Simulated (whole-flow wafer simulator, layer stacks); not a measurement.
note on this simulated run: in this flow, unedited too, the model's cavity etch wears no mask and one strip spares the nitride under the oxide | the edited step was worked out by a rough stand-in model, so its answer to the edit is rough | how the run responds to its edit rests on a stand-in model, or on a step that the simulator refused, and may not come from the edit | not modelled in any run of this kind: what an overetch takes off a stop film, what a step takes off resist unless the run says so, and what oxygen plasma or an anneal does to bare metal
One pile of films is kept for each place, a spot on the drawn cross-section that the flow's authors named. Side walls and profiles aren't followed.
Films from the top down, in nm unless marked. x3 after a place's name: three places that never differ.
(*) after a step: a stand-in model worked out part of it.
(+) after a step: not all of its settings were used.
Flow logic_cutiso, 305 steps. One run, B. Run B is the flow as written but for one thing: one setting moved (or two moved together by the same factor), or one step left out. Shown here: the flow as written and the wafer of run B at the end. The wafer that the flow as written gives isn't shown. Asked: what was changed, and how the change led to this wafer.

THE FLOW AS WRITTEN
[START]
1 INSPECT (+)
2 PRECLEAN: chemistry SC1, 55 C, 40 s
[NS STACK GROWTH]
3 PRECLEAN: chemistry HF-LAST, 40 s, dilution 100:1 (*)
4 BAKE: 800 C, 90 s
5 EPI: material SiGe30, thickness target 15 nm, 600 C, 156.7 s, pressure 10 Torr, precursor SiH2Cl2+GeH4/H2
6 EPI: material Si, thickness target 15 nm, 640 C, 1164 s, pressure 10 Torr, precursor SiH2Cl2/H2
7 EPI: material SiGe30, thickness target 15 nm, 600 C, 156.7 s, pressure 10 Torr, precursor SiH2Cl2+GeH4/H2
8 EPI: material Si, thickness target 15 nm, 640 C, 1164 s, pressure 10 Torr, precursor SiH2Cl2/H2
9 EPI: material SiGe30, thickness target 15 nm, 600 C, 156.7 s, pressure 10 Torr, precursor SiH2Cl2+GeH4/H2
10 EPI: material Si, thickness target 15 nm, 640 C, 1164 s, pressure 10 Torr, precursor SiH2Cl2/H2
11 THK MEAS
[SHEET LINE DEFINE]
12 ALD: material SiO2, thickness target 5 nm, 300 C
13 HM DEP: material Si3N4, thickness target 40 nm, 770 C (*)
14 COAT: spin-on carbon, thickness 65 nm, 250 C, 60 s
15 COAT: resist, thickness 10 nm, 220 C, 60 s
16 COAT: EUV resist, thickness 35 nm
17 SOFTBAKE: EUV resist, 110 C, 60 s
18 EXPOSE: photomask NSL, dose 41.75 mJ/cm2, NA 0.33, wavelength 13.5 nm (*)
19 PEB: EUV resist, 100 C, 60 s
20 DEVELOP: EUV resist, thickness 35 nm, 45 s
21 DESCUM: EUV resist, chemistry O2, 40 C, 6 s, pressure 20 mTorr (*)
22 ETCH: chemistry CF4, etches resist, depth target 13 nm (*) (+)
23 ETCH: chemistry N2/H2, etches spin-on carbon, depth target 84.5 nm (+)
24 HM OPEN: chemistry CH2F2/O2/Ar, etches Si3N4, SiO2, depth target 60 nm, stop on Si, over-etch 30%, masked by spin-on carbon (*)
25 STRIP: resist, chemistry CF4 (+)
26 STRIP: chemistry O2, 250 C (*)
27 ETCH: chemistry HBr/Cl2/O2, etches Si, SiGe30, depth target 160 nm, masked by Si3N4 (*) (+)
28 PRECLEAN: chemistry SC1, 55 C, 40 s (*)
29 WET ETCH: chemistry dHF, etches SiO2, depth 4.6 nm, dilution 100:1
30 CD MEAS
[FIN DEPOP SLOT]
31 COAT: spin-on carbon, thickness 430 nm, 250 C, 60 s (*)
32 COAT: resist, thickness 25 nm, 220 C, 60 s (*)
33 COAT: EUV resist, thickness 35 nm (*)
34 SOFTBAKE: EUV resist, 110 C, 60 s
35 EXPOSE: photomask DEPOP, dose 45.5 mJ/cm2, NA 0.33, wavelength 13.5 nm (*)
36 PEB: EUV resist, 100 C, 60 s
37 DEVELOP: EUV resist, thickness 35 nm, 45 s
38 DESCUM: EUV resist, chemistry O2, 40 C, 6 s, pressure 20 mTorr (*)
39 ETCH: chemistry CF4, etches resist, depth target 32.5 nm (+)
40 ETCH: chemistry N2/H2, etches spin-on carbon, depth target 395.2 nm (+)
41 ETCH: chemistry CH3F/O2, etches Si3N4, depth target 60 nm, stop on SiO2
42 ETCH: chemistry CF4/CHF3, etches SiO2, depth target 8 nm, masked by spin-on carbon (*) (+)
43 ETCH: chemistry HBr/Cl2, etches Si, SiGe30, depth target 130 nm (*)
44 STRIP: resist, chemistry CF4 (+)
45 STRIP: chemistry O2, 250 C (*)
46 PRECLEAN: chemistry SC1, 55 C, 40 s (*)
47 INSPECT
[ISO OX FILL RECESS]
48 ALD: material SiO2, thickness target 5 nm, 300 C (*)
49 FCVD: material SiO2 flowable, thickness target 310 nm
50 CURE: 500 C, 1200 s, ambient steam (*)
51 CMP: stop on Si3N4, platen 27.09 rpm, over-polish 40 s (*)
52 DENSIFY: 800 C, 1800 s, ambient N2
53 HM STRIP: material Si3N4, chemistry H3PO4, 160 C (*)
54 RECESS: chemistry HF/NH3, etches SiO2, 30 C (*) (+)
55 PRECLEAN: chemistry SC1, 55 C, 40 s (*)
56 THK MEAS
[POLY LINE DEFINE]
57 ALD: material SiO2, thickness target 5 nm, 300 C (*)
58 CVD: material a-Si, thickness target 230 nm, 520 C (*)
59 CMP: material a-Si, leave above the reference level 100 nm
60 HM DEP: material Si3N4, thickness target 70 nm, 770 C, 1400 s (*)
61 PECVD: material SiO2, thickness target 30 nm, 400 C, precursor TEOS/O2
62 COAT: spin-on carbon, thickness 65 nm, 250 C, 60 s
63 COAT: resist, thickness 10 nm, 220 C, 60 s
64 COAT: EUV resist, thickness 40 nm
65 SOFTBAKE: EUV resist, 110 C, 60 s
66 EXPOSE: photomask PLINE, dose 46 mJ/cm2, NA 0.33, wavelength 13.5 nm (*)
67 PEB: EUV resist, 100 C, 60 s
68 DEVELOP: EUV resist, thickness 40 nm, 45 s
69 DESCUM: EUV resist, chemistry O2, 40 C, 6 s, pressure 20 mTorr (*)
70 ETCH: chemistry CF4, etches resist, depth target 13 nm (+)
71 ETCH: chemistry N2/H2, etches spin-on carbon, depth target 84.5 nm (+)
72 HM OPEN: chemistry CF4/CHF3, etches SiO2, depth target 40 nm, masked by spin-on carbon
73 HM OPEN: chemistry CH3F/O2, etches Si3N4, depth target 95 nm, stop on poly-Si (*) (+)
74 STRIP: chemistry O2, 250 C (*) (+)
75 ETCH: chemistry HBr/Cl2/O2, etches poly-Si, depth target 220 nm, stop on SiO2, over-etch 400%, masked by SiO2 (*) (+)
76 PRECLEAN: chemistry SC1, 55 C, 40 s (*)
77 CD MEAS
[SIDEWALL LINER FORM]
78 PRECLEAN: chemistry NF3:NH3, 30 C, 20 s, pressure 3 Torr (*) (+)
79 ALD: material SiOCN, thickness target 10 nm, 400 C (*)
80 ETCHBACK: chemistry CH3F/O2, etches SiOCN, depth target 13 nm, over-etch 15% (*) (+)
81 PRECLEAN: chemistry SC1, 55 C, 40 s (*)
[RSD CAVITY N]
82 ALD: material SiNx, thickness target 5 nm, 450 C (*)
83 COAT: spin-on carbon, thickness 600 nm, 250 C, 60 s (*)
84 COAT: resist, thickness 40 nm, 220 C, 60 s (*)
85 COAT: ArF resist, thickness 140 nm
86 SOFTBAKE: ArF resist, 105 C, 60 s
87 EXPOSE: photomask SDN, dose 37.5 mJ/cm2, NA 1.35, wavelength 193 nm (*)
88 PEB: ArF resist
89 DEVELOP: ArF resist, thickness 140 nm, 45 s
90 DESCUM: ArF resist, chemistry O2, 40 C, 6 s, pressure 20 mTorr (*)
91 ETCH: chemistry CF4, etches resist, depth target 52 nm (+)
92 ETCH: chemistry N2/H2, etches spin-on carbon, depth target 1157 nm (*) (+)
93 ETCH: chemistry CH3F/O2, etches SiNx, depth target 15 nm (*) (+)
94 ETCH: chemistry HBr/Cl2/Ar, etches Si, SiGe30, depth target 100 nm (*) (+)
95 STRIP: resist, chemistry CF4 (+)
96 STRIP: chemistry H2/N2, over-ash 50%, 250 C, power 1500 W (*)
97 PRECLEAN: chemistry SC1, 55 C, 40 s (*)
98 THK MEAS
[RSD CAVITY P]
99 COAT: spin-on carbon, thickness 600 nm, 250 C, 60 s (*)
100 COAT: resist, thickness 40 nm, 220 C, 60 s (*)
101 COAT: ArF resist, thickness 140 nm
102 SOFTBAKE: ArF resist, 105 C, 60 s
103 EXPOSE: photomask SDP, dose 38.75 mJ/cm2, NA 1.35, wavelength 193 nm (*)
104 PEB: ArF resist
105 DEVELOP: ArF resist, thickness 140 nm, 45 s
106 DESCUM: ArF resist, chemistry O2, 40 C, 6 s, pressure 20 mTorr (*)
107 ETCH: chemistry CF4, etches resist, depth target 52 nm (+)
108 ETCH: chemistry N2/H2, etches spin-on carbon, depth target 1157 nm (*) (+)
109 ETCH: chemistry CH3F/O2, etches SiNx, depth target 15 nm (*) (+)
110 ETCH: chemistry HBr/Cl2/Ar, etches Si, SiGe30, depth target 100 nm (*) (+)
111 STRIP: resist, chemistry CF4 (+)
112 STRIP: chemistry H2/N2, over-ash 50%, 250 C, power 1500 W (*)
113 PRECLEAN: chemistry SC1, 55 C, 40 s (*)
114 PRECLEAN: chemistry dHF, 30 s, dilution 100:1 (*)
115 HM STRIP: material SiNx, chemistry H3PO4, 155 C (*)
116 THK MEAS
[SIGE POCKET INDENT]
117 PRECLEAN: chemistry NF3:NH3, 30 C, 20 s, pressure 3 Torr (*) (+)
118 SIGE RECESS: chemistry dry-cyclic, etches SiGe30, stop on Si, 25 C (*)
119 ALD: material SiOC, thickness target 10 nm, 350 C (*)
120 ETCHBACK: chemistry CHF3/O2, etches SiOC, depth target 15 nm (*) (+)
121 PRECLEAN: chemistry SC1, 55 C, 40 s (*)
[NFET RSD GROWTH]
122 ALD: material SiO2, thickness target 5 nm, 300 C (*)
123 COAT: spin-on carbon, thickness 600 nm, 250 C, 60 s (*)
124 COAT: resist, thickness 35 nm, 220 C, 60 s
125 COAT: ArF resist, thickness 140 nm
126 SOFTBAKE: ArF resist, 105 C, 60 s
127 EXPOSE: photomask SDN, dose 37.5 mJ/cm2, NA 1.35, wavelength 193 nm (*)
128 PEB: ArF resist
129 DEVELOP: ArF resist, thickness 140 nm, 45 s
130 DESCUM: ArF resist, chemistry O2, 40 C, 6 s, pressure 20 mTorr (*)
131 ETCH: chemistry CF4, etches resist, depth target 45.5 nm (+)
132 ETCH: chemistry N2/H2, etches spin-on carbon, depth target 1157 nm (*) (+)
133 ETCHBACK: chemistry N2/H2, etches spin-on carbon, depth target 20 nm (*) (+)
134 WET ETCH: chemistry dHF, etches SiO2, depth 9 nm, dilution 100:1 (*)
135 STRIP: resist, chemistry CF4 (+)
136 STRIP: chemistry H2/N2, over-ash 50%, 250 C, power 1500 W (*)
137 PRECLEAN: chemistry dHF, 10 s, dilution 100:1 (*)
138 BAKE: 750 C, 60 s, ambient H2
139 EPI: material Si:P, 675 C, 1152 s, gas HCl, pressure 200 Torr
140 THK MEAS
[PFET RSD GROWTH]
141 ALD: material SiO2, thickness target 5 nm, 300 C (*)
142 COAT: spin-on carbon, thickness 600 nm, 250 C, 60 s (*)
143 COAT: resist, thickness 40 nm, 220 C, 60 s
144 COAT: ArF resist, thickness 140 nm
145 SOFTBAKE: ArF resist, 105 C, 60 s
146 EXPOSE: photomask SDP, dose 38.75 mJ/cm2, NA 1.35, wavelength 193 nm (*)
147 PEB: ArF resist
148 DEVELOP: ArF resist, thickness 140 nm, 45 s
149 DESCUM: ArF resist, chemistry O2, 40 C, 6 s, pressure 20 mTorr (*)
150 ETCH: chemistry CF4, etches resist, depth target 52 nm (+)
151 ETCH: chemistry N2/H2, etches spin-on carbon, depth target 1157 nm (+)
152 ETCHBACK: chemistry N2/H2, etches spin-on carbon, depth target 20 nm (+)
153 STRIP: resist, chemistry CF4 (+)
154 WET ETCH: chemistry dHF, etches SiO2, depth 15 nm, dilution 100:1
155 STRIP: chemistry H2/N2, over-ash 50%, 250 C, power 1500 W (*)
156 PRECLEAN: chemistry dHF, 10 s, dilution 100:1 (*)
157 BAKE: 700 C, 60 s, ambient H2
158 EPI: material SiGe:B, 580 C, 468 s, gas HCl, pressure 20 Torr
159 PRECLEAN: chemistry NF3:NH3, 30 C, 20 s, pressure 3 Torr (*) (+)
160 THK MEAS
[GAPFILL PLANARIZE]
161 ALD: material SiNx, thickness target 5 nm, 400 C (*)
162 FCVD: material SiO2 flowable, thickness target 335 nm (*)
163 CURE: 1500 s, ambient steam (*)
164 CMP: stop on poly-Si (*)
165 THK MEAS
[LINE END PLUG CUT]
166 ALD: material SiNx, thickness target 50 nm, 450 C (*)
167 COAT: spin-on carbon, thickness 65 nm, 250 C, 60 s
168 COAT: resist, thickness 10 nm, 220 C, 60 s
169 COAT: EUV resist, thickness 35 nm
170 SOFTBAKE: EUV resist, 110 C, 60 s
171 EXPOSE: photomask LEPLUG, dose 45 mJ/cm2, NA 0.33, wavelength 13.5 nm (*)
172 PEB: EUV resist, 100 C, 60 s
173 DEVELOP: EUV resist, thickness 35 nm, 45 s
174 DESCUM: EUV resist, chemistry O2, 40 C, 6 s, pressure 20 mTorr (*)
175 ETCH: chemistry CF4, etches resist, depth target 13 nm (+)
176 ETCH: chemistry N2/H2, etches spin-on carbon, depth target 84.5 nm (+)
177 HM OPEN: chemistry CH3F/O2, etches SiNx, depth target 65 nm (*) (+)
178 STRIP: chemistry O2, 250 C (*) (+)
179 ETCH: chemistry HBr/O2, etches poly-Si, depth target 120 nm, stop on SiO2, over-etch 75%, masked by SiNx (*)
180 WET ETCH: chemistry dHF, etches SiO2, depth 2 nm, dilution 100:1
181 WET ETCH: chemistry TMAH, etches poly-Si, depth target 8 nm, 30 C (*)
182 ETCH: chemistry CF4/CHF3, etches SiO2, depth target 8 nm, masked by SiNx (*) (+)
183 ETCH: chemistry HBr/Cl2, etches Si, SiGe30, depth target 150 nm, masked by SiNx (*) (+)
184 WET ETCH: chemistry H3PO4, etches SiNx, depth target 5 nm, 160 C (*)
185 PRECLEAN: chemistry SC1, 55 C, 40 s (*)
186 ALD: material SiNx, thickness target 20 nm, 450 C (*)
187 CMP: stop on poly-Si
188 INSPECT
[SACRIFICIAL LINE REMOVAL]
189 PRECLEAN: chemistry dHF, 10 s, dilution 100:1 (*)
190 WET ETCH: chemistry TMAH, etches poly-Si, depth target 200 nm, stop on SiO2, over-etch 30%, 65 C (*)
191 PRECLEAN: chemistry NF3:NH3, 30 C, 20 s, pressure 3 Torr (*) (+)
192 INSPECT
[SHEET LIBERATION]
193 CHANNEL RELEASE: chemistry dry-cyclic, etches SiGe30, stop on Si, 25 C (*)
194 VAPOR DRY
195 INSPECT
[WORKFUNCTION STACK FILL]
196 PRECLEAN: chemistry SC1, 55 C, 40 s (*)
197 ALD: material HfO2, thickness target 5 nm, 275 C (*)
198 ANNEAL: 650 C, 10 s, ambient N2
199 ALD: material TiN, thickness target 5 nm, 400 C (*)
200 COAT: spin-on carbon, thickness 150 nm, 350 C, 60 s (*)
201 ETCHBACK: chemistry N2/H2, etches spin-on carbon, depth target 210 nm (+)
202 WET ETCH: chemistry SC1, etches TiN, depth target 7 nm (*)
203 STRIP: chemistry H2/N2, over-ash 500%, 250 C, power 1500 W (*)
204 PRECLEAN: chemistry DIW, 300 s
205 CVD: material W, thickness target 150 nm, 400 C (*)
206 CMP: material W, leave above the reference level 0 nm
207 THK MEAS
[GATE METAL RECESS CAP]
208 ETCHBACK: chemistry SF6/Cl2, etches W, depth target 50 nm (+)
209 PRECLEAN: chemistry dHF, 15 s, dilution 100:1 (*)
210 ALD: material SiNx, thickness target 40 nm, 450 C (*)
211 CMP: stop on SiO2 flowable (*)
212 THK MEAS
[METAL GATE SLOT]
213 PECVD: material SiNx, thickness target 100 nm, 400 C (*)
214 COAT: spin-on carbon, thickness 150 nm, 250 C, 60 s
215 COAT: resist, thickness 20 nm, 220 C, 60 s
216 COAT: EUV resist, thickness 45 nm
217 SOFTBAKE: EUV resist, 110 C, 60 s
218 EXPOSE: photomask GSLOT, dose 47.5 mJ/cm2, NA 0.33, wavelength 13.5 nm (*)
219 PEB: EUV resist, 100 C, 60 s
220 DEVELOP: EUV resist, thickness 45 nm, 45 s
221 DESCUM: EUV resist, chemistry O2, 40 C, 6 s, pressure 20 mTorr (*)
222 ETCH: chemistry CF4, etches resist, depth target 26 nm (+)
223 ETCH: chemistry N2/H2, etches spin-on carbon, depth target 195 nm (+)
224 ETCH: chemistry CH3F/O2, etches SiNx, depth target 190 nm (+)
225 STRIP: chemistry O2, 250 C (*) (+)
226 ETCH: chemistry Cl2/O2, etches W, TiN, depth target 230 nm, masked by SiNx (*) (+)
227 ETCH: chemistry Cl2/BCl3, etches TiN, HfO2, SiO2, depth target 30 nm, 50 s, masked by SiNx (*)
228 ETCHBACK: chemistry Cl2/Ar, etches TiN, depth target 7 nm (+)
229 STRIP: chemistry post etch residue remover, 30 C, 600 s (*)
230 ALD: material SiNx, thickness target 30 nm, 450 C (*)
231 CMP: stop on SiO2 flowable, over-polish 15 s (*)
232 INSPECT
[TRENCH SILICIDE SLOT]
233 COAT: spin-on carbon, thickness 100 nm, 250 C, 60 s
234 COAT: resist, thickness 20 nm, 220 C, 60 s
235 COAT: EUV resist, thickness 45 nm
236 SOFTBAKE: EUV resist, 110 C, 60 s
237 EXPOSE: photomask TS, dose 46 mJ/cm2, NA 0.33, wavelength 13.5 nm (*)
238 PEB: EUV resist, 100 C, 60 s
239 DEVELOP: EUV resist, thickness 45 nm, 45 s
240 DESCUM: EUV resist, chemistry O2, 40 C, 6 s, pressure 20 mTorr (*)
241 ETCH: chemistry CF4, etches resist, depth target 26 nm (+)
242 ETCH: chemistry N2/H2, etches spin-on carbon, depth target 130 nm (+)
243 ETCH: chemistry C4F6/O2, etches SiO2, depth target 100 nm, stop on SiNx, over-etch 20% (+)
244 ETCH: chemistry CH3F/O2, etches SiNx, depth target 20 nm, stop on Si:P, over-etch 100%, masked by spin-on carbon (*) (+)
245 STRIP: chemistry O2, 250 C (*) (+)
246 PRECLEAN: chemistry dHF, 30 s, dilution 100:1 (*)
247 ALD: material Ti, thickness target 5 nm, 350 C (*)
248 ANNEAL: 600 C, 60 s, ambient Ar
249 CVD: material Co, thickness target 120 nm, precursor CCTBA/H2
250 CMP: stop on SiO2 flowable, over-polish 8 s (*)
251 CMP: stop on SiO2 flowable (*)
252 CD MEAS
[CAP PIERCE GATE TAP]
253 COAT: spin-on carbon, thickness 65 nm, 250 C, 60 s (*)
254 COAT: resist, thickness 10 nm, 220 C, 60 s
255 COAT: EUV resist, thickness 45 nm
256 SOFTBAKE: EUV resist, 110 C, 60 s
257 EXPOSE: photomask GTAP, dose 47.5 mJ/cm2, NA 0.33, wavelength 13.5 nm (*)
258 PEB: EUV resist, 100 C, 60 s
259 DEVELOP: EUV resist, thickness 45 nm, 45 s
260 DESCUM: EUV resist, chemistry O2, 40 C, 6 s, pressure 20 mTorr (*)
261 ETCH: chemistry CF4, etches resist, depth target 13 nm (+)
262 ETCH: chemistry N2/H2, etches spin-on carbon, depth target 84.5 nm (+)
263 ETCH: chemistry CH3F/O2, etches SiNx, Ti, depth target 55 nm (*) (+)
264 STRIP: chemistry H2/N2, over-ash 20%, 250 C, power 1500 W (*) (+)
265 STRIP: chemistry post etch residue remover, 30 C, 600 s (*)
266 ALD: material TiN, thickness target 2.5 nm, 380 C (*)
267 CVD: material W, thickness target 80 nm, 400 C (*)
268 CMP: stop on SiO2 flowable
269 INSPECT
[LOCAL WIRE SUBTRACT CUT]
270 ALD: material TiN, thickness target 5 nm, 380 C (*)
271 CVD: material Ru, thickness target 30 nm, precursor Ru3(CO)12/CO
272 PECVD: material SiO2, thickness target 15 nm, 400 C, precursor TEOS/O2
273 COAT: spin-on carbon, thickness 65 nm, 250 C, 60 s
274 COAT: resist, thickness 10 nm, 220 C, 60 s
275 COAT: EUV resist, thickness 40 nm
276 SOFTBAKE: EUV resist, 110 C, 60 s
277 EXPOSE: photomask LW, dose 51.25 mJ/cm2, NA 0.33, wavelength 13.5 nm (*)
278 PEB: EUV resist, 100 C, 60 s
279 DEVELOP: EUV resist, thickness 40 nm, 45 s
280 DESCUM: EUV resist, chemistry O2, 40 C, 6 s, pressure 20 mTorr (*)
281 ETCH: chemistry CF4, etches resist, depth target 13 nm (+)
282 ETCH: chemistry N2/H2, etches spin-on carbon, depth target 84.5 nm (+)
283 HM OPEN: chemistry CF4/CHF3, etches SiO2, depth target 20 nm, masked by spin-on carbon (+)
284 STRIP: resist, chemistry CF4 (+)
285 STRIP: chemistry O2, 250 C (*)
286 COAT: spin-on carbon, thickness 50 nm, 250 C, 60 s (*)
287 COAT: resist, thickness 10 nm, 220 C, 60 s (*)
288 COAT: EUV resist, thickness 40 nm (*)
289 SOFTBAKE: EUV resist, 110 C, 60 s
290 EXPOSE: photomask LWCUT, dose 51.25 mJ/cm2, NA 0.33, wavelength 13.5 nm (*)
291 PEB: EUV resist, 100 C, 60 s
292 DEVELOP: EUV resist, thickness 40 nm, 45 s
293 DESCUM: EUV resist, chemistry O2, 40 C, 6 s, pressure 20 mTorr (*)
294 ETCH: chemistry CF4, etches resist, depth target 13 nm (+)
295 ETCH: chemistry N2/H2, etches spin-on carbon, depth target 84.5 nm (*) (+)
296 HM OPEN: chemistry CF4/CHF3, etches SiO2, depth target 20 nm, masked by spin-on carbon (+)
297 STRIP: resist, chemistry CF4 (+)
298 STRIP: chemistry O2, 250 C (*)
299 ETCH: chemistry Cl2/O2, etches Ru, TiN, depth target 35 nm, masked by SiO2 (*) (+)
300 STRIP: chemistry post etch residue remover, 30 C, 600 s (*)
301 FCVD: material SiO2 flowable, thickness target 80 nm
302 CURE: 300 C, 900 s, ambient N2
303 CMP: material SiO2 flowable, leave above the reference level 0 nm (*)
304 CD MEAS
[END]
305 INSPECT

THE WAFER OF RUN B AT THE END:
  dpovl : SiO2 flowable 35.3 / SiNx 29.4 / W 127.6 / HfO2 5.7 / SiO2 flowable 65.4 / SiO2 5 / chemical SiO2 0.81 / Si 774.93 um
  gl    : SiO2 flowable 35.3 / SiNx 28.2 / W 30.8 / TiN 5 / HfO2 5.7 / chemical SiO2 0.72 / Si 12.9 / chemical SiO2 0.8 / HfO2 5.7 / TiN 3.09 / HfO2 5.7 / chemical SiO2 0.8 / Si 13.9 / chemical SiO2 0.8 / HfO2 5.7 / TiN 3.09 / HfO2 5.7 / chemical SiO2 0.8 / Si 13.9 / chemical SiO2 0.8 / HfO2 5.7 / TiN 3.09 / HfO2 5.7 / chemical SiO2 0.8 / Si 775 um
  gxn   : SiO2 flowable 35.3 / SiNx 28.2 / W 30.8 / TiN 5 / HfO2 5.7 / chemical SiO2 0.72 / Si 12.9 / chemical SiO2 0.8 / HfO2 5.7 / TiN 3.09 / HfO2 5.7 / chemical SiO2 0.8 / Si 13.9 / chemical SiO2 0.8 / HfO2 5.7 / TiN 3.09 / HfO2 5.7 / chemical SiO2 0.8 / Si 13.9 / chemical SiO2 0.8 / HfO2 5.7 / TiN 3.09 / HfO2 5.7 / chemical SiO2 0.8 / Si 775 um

The cause: step 197, ALD: thickness target 5.7 nm was run, where the flow has thickness target 5 nm.
It can be read off the wafer: dpovl has HfO2 5.7, and step 197 as written asks for 5 nm.

How the change led to this, step by step:
  197 ALD: material HfO2, thickness target 5 nm, 275 C (*)
      depop, dpovl, gfld and 12 more: HfO2 +5.7 (new film) (as written it would be: HfO2 +5 (new film))
      gl, glp, gxn, gxp, ns, tap: HfO2 +5.7 (new film), HfO2 +5.7 (new film), cavity -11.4, HfO2 +5.7 (new film), HfO2 +5.7 (new film), cavity -11.4, HfO2 +5.7 (new film), HfO2 +5.7 (new film), cavity -11.4, HfO2 +5.7 (new film) (as written it would be: HfO2 +5 (new film), HfO2 +5 (new film), cavity -10, HfO2 +5 (new film), HfO2 +5 (new film), cavity -10, HfO2 +5 (new film), HfO2 +5 (new film), cavity -10, HfO2 +5 (new film))
      (and at 1 more place)
  199 ALD: material TiN, thickness target 5 nm, 400 C (*)
      gl, glp, tap: TiN +5 (new film), TiN +3.09 (new film), cavity -3.09 (all of it), TiN +3.09 (new film), cavity -3.09 (all of it), TiN +3.09 (new film), cavity -3.09 (all of it) (as written it would be: TiN +5.26 (new film), TiN +4.49 (new film), cavity -4.49 (all of it), TiN +4.49 (new film), cavity -4.49 (all of it), TiN +4.49 (new film), cavity -4.49 (all of it))
      gxn, gxp, ns: TiN +5 (new film), TiN +3.09 (new film), cavity -3.09 (all of it), TiN +3.09 (new film), cavity -3.09 (all of it), TiN +3.09 (new film), cavity -3.09 (all of it) (as written it would be: TiN +5 (new film), TiN +4.49 (new film), cavity -4.49 (all of it), TiN +4.49 (new film), cavity -4.49 (all of it), TiN +4.49 (new film), cavity -4.49 (all of it))
      (and at 2 more places)
  200 COAT: spin-on carbon, thickness 150 nm, 350 C, 60 s (*)
      gxf: spin-on carbon +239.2 (new film) (as written it would be: spin-on carbon +326 (new film))
  203 STRIP: chemistry H2/N2, over-ash 500%, 250 C, power 1500 W (*)
      gl, glp: spin-on carbon -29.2 (all of it) (as written it would be: spin-on carbon -26.7 (all of it))
      gxn, gxp: spin-on carbon -29 (all of it) (as written it would be: spin-on carbon -26.8 (all of it))
      (and at 3 more places)
  205 CVD: material W, thickness target 150 nm, 400 C (*)
      gxf: W +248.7 (new film) (as written it would be: W +337.8 (new film))
  206 CMP: material W, leave above the reference level 0 nm
      lnr, lnri, lnrp, lnrt: W -150 (all of it), HfO2 -5.7 (all of it), SiOCN -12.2 (as written it would be: W -150 (all of it), HfO2 -5 (all of it), SiOCN -12.2)
      rsdn, rsdp, rsdw, rsdx: W -162.2 (all of it), HfO2 -5.7 (all of it) (as written it would be: W -162.2 (all of it), HfO2 -5 (all of it))
      (and at 2 more places)
  226 ETCH: chemistry Cl2/O2, etches W, TiN, depth target 230 nm, masked by SiNx (*) (+)
      gfld: W -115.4 (all of it), TiN -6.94 (all of it), HfO2 -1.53 (as written it would be: W -115.4 (all of it), TiN -7.64 (all of it), HfO2 -1.54)
  227 ETCH: chemistry Cl2/BCl3, etches TiN, HfO2, SiO2, depth target 30 nm, 50 s, masked by SiNx (*)
      gfld: HfO2 -4.17 (all of it), SiO2 flowable -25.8 (as written it would be: HfO2 -3.46 (all of it), SiO2 flowable -26.5)
